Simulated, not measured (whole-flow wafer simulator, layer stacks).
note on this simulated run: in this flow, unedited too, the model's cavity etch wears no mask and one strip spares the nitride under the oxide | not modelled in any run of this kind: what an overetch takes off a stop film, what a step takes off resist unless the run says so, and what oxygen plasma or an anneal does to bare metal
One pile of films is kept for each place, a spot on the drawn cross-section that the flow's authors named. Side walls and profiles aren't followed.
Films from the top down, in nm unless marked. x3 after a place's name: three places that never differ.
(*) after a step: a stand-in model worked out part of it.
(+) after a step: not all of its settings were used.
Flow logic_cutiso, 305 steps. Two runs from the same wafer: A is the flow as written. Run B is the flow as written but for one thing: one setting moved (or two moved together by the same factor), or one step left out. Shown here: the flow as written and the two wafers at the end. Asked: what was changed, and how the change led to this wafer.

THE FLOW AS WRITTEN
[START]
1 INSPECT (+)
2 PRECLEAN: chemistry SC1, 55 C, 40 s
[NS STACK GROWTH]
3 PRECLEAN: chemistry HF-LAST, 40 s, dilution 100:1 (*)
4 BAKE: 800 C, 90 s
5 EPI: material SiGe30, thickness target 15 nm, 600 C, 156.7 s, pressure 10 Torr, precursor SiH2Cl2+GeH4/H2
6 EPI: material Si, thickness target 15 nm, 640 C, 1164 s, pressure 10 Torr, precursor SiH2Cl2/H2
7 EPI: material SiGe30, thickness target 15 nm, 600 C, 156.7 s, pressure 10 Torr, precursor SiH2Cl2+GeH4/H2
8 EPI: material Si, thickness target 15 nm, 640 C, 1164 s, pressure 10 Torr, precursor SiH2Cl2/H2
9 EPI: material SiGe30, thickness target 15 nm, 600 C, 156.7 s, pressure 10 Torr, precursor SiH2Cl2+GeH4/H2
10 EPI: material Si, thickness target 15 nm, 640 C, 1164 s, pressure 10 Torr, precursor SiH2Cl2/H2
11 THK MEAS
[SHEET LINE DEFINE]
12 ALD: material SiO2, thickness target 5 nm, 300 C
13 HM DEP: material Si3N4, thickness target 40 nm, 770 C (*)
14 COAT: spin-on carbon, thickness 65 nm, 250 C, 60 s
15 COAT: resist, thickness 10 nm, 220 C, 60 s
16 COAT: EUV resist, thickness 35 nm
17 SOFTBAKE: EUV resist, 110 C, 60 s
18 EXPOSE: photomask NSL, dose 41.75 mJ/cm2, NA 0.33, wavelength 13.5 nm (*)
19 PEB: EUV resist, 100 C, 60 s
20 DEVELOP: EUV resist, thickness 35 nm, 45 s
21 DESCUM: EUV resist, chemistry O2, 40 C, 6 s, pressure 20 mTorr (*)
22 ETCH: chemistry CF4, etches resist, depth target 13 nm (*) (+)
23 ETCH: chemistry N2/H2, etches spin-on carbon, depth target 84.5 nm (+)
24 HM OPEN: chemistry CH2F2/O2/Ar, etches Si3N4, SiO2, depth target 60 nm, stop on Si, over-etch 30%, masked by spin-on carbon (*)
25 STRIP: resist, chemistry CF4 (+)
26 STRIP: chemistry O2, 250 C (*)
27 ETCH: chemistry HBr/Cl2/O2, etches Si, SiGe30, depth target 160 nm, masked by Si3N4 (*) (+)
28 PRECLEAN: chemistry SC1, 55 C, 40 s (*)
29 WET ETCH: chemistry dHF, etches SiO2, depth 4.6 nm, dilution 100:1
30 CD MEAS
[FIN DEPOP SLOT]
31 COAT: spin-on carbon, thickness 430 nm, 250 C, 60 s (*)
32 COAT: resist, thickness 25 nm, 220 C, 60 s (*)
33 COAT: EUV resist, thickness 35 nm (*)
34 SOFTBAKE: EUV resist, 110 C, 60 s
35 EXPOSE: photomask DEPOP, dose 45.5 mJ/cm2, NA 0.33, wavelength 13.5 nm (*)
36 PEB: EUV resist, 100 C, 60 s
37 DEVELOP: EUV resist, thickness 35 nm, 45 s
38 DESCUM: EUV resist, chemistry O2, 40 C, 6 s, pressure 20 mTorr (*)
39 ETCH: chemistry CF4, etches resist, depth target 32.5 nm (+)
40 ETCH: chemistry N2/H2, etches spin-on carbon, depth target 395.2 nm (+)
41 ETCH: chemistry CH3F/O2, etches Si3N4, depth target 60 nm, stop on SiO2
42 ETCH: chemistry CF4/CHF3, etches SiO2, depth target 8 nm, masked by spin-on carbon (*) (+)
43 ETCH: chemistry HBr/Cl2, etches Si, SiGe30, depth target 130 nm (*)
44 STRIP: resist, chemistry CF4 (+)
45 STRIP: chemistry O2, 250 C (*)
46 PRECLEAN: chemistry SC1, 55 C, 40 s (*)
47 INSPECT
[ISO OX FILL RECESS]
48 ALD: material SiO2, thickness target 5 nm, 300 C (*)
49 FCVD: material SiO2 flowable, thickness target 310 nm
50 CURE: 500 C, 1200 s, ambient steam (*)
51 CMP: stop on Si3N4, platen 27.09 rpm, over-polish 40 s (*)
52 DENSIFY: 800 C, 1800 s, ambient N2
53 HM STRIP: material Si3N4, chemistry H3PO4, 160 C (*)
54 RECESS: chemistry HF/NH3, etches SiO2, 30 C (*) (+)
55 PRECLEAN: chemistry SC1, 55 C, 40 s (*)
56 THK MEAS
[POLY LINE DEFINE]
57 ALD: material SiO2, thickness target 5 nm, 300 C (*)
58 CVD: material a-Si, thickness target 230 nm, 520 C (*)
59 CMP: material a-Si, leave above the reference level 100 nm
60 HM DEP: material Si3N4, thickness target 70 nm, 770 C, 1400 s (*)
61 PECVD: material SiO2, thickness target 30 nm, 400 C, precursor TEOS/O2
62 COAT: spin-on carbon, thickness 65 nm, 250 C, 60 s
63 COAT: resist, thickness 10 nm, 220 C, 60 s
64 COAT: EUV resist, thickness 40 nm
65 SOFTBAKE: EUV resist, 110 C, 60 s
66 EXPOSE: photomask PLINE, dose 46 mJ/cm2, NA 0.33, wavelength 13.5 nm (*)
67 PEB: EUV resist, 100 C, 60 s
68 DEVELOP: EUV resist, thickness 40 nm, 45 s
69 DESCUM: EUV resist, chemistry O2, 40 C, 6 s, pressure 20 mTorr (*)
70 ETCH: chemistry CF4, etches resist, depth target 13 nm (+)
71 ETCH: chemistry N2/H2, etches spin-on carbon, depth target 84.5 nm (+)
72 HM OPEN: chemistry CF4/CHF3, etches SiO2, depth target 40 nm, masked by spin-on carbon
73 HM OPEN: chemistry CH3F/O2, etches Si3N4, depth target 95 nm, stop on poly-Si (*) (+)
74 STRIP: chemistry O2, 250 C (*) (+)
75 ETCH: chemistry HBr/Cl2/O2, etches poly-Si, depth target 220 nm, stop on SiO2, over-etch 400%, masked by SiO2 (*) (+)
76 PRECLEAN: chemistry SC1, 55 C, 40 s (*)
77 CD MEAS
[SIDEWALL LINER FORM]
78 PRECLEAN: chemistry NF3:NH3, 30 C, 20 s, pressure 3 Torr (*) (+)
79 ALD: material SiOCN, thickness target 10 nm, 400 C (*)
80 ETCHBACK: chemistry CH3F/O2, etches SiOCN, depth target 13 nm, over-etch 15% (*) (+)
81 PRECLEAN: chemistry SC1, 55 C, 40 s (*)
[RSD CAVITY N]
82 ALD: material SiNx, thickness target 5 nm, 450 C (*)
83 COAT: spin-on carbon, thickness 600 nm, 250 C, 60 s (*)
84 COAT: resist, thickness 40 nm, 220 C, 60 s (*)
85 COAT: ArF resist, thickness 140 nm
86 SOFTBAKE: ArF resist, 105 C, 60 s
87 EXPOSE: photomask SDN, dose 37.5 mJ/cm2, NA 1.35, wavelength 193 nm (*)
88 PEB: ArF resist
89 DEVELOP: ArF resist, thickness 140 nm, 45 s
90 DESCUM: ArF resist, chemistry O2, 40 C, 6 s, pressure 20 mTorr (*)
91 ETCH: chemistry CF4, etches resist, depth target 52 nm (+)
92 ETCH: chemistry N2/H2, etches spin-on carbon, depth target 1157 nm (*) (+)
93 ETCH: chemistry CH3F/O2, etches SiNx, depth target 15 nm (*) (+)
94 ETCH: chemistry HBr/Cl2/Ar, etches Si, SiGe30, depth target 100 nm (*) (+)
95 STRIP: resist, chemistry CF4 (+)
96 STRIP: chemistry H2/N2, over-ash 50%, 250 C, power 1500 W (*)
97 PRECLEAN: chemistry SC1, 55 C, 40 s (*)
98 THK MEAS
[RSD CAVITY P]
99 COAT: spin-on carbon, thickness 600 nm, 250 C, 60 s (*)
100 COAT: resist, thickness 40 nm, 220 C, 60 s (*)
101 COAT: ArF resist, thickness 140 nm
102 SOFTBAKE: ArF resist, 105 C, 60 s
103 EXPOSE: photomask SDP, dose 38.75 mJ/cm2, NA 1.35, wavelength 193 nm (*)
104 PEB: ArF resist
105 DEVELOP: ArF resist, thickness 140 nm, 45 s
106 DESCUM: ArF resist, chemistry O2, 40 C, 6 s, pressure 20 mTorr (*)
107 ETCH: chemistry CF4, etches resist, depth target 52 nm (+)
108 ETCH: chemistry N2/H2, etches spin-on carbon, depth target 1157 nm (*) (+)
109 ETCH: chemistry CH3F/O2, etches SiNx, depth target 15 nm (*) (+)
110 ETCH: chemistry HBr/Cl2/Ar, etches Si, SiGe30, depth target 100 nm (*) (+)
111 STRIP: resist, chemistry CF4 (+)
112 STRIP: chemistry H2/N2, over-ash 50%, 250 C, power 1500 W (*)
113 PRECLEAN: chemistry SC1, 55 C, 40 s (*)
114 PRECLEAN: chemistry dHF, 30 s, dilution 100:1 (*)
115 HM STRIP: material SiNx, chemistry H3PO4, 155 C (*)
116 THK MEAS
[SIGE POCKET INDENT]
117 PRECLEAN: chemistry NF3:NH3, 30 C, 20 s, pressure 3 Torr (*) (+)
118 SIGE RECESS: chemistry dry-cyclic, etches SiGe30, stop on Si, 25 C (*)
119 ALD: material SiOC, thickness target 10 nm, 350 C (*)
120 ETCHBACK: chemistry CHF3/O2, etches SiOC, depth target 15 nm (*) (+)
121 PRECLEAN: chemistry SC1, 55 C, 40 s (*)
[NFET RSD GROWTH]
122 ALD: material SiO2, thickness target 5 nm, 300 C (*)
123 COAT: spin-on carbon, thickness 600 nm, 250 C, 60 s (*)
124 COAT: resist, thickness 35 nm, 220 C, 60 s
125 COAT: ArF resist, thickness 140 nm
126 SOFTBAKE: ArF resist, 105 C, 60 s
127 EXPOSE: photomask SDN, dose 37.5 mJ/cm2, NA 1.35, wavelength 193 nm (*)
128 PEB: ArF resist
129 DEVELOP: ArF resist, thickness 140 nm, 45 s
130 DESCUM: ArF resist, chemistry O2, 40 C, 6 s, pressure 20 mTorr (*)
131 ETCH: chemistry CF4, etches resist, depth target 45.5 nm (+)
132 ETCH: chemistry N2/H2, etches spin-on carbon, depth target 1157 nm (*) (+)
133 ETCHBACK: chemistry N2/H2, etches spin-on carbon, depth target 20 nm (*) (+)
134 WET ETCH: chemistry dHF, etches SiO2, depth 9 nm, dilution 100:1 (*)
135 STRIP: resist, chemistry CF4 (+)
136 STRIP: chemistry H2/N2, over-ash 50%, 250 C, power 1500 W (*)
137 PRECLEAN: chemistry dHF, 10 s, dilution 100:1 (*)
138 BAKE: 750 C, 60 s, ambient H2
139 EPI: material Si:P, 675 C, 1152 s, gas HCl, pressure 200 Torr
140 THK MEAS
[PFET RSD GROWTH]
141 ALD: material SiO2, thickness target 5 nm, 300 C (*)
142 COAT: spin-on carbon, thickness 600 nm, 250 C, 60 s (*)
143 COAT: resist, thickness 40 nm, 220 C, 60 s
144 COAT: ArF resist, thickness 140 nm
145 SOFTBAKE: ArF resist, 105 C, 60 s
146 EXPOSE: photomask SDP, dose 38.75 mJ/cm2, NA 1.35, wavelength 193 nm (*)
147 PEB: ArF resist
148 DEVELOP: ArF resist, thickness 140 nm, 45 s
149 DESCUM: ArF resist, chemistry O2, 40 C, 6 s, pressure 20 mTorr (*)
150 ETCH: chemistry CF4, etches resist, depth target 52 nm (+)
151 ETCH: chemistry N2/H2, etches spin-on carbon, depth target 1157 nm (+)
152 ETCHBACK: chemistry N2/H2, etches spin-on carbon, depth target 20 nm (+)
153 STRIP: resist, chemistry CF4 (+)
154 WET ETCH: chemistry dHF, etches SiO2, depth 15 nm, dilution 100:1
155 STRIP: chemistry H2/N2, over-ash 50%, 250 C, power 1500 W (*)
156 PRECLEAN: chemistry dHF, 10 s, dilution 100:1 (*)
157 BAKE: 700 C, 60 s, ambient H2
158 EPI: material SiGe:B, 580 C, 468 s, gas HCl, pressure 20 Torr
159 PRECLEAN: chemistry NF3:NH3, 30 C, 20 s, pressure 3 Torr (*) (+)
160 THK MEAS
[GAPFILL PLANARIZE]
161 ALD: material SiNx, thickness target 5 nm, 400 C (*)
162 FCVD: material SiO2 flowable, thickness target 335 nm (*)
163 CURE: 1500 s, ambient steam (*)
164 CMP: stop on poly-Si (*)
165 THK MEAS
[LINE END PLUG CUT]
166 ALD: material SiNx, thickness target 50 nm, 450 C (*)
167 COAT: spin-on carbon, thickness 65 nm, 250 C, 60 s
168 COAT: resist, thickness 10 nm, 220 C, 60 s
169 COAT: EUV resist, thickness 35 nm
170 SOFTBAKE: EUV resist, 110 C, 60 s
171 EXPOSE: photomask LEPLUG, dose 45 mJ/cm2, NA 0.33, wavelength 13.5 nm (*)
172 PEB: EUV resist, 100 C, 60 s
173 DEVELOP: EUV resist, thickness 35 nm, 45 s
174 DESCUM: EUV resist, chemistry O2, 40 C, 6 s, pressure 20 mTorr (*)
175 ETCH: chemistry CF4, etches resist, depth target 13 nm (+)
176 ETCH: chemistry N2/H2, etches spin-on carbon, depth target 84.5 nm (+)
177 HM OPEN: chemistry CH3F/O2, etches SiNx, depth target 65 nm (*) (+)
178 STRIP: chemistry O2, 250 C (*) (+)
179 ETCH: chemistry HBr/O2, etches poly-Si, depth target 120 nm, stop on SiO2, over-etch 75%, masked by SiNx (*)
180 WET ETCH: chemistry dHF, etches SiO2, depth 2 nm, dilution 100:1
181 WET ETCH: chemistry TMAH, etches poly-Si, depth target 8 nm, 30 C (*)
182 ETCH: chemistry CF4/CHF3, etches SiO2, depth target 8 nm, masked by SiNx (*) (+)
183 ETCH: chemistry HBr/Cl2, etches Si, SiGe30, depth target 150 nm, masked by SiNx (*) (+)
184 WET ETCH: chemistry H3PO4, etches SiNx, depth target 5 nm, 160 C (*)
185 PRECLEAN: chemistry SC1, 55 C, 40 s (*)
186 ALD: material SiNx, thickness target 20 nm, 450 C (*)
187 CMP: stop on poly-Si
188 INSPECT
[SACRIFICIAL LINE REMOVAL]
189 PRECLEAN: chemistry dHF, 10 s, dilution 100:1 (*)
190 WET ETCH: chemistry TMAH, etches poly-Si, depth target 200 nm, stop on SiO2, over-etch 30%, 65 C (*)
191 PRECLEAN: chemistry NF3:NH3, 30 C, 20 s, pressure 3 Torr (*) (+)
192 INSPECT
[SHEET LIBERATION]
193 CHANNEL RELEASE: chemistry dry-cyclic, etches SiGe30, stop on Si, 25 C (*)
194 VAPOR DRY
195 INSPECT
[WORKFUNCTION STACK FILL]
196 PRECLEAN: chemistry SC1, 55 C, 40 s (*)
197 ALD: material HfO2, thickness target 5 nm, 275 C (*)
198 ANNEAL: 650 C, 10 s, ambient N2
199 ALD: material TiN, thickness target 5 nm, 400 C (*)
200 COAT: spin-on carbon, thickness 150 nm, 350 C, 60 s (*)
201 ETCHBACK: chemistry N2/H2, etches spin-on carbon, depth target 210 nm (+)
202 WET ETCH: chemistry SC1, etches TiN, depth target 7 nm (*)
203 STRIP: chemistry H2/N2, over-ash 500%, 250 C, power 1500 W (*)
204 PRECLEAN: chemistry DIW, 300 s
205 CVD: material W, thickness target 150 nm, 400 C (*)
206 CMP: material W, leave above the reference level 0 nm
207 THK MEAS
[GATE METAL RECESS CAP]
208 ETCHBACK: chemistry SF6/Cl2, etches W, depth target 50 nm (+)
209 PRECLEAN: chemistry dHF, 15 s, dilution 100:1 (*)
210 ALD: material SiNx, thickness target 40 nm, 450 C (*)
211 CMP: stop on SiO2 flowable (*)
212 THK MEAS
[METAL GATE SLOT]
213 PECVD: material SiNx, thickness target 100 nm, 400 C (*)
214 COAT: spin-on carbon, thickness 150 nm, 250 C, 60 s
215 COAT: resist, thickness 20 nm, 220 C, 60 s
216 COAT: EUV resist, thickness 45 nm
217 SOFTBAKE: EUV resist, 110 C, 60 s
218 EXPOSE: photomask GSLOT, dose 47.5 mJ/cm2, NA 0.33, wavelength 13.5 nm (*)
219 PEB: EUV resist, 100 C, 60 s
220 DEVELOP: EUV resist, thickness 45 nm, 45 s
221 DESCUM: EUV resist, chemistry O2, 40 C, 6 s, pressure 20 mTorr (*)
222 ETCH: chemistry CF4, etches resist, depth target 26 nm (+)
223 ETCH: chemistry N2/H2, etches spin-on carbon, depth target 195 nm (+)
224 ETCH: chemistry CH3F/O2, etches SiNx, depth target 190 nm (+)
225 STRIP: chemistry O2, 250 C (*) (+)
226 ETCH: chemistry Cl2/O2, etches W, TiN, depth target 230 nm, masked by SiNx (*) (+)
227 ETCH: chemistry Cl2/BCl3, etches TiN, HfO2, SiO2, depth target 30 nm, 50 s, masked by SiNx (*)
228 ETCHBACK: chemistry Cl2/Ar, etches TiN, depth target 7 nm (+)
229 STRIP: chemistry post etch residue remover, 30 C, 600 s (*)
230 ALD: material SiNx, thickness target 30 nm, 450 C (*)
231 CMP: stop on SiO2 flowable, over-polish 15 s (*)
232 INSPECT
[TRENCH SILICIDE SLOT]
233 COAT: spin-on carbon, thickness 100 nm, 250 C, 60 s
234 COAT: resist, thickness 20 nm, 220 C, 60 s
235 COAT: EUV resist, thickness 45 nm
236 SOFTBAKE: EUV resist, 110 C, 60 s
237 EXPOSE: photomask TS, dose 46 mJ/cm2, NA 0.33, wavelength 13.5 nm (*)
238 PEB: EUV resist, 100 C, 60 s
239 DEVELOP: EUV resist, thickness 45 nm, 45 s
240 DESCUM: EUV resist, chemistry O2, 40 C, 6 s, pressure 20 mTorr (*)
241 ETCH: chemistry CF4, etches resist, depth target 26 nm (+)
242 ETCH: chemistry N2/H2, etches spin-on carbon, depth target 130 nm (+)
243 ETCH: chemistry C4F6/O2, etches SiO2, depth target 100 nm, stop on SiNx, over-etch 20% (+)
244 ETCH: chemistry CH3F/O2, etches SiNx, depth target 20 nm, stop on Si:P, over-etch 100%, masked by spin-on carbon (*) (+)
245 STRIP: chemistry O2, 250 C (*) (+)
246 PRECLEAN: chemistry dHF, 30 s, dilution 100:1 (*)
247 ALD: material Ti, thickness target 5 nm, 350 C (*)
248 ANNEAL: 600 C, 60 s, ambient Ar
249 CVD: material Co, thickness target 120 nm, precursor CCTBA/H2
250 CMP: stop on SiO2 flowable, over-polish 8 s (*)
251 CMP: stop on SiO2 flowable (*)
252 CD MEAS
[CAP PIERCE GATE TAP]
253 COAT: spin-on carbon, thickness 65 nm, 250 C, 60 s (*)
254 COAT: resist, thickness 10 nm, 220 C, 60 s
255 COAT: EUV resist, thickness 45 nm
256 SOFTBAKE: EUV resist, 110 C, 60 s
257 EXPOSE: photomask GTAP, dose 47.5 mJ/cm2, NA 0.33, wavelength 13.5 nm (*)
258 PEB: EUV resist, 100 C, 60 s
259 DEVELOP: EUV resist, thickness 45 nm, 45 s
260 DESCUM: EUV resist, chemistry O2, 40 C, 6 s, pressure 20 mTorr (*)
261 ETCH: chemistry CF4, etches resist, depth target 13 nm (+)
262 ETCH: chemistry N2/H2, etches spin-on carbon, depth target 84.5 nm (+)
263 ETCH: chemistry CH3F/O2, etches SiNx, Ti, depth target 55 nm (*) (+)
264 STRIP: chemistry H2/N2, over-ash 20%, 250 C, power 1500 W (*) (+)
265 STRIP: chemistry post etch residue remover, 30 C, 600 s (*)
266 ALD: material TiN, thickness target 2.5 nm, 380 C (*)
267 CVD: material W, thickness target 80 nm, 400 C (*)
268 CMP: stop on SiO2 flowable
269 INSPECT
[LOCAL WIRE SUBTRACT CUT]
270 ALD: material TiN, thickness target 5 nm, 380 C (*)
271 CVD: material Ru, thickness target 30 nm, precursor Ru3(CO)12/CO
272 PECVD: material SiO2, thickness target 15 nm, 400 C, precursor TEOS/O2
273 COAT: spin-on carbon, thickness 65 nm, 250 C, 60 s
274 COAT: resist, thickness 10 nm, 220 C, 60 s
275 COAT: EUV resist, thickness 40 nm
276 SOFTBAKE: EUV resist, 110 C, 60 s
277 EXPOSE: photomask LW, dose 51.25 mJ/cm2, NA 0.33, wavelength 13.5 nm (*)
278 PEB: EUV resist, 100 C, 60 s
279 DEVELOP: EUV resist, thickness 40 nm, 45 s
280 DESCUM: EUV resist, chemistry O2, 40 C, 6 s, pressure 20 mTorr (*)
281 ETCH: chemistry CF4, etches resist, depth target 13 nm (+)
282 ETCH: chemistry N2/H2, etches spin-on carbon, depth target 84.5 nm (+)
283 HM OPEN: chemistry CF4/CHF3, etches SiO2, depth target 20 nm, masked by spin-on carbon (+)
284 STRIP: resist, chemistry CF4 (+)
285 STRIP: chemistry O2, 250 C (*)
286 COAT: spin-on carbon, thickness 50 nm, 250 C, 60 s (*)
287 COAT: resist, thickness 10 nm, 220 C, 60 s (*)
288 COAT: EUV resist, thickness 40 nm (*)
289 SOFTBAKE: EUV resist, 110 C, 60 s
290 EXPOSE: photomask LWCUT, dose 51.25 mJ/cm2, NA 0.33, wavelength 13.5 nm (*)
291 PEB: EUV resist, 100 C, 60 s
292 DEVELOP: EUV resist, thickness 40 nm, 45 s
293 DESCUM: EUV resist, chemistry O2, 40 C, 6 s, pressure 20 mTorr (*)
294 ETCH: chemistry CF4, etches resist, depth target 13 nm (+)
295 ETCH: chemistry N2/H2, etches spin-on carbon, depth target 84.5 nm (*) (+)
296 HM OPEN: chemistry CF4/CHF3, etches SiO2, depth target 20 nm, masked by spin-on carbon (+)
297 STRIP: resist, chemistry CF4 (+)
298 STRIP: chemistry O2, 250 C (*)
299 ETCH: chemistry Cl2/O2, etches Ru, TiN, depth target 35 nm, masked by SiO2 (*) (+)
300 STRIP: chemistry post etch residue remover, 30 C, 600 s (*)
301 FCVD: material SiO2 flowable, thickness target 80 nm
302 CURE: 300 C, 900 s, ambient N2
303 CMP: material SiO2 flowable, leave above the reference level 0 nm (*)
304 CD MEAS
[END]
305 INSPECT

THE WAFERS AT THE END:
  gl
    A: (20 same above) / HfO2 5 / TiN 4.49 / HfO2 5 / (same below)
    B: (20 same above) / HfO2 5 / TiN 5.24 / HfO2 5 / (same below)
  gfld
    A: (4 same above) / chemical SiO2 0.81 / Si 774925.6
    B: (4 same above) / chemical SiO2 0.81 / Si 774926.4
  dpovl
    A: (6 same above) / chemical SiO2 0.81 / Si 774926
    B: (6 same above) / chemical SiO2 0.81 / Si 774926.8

The cause: step 5, EPI: 164.5 s was run, where the flow has 156.7 s.

How the change led to this, step by step:
  5 EPI: material SiGe30, thickness target 15 nm, 600 C, 156.7 s, pressure 10 Torr, precursor SiH2Cl2+GeH4/H2
      depop, dpovl, gfld and 19 more: A SiGe30 +15 (new film) | B SiGe30 +15.8 (new film)
  27 ETCH: chemistry HBr/Cl2/O2, etches Si, SiGe30, depth target 160 nm, masked by Si3N4 (*) (+)
      gfld, gxf, iso, lnri: A chemical SiO2 -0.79 (all of it), Si -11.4 (all of it), SiGe30 -15 (all of it), Si -15 (all of it), SiGe30 -15 (all of it), Si -15 (all of it), SiGe30 -15 (all of it), Si -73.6 | B chemical SiO2 -0.79 (all of it), Si -11.4 (all of it), SiGe30 -15 (all of it), Si -15 (all of it), SiGe30 -15 (all of it), Si -15 (all of it), SiGe30 -15.8 (all of it), Si -72.9
      dpovl, nsgap: A chemical SiO2 -0.79 (all of it), Si -11.8 (all of it), SiGe30 -15 (all of it), Si -15 (all of it), SiGe30 -15 (all of it), Si -15 (all of it), SiGe30 -15 (all of it), Si -73.2 | B chemical SiO2 -0.79 (all of it), Si -11.8 (all of it), SiGe30 -15 (all of it), Si -15 (all of it), SiGe30 -15 (all of it), Si -15 (all of it), SiGe30 -15.8 (all of it), Si -72.5
      (and at 1 more place)
  43 ETCH: chemistry HBr/Cl2, etches Si, SiGe30, depth target 130 nm (*)
      depop: A Si -14 (all of it), SiGe30 -15 (all of it), Si -15 (all of it), SiGe30 -15 (all of it), Si -15 (all of it), SiGe30 -15 (all of it), Si -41 | B Si -14 (all of it), SiGe30 -15 (all of it), Si -15 (all of it), SiGe30 -15 (all of it), Si -15 (all of it), SiGe30 -15.8 (all of it), Si -40.2
  94 ETCH: chemistry HBr/Cl2/Ar, etches Si, SiGe30, depth target 100 nm (*) (+)
      rsdn, rsdx: A chemical SiO2 -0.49 (all of it), Si -12.8 (all of it), SiGe30 -15 (all of it), Si -15 (all of it), SiGe30 -15 (all of it), Si -15 (all of it), SiGe30 -15 (all of it), Si -12.2 | B chemical SiO2 -0.49 (all of it), Si -12.8 (all of it), SiGe30 -15 (all of it), Si -15 (all of it), SiGe30 -15 (all of it), Si -15 (all of it), SiGe30 -15.8 (all of it), Si -11.4
  110 ETCH: chemistry HBr/Cl2/Ar, etches Si, SiGe30, depth target 100 nm (*) (+)
      rsdp, rsdw: A chemical SiO2 -0.49 (all of it), Si -12.8 (all of it), SiGe30 -15 (all of it), Si -15 (all of it), SiGe30 -15 (all of it), Si -15 (all of it), SiGe30 -15 (all of it), Si -12.2 | B chemical SiO2 -0.49 (all of it), Si -12.8 (all of it), SiGe30 -15 (all of it), Si -15 (all of it), SiGe30 -15 (all of it), Si -15 (all of it), SiGe30 -15.8 (all of it), Si -11.4
  118 SIGE RECESS: chemistry dry-cyclic, etches SiGe30, stop on Si, 25 C (*)
      lnr, lnrp, lnrt: A SiOCN -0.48, Si -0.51, cavity +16 (new film), SiGe30 -15 (all of it), Si -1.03, cavity +16 (new film), SiGe30 -15 (all of it), Si -1.03, cavity +16 (new film), SiGe30 -15 (all of it), Si -0.51 | B SiOCN -0.48, Si -0.51, cavity +16 (new film), SiGe30 -15 (all of it), Si -1.03, cavity +16 (new film), SiGe30 -15 (all of it), Si -1.03, cavity +16.8 (new film), SiGe30 -15.8 (all of it), Si -0.51
  119 ALD: material SiOC, thickness target 10 nm, 350 C (*)
      lnr, lnrp, lnrt: A SiOC +10 (new film), SiOC +16 (new film), cavity -16 (all of it), SiOC +16 (new film), cavity -16 (all of it), SiOC +16 (new film), cavity -16 (all of it) | B SiOC +10 (new film), SiOC +16 (new film), cavity -16 (all of it), SiOC +16 (new film), cavity -16 (all of it), SiOC +16.8 (new film), cavity -16.8 (all of it)
  183 ETCH: chemistry HBr/Cl2, etches Si, SiGe30, depth target 150 nm, masked by SiNx (*) (+)
      plug: A Si -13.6 (all of it), SiGe30 -15 (all of it), Si -15 (all of it), SiGe30 -15 (all of it), Si -15 (all of it), SiGe30 -15 (all of it), Si -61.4 | B Si -13.6 (all of it), SiGe30 -15 (all of it), Si -15 (all of it), SiGe30 -15 (all of it), Si -15 (all of it), SiGe30 -15.8 (all of it), Si -60.7
  193 CHANNEL RELEASE: chemistry dry-cyclic, etches SiGe30, stop on Si, 25 C (*)
      gl, glp, gxn, gxp, ns, tap: A chemical SiO2 +0.8 (new film), Si -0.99, chemical SiO2 +0.8 (new film), cavity +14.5 (new film), chemical SiO2 +0.8 (new film), SiGe30 -15 (all of it), Si -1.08, chemical SiO2 +0.8 (new film), cavity +14.5 (new film), chemical SiO2 +0.8 (new film), SiGe30 -15 (all of it), Si -1.08, chemical SiO2 +0.8 (new film), cavity +14.5 (new film), chemical SiO2 +0.8 (new film), SiGe30 -15 (all of it), Si -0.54 | B chemical SiO2 +0.8 (new film), Si -0.99, chemical SiO2 +0.8 (new film), cavity +14.5 (new film), chemical SiO2 +0.8 (new film), SiGe30 -15 (all of it), Si -1.08, chemical SiO2 +0.8 (new film), cavity +14.5 (new film), chemical SiO2 +0.8 (new film), SiGe30 -15 (all of it), Si -1.08, chemical SiO2 +0.8 (new film), cavity +15.2 (new film), chemical SiO2 +0.8 (new film), SiGe30 -15.8 (all of it), Si -0.54
  199 ALD: material TiN, thickness target 5 nm, 400 C (*)
      gl, glp, tap: A TiN +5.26 (new film), TiN +4.49 (new film), cavity -4.49 (all of it), TiN +4.49 (new film), cavity -4.49 (all of it), TiN +4.49 (new film), cavity -4.49 (all of it) | B TiN +5.26 (new film), TiN +4.49 (new film), cavity -4.49 (all of it), TiN +4.49 (new film), cavity -4.49 (all of it), TiN +5.24 (new film), cavity -5.24 (all of it)
      gxn, gxp, ns: A TiN +5 (new film), TiN +4.49 (new film), cavity -4.49 (all of it), TiN +4.49 (new film), cavity -4.49 (all of it), TiN +4.49 (new film), cavity -4.49 (all of it) | B TiN +5 (new film), TiN +4.49 (new film), cavity -4.49 (all of it), TiN +4.49 (new film), cavity -4.49 (all of it), TiN +5.24 (new film), cavity -5.24 (all of it)
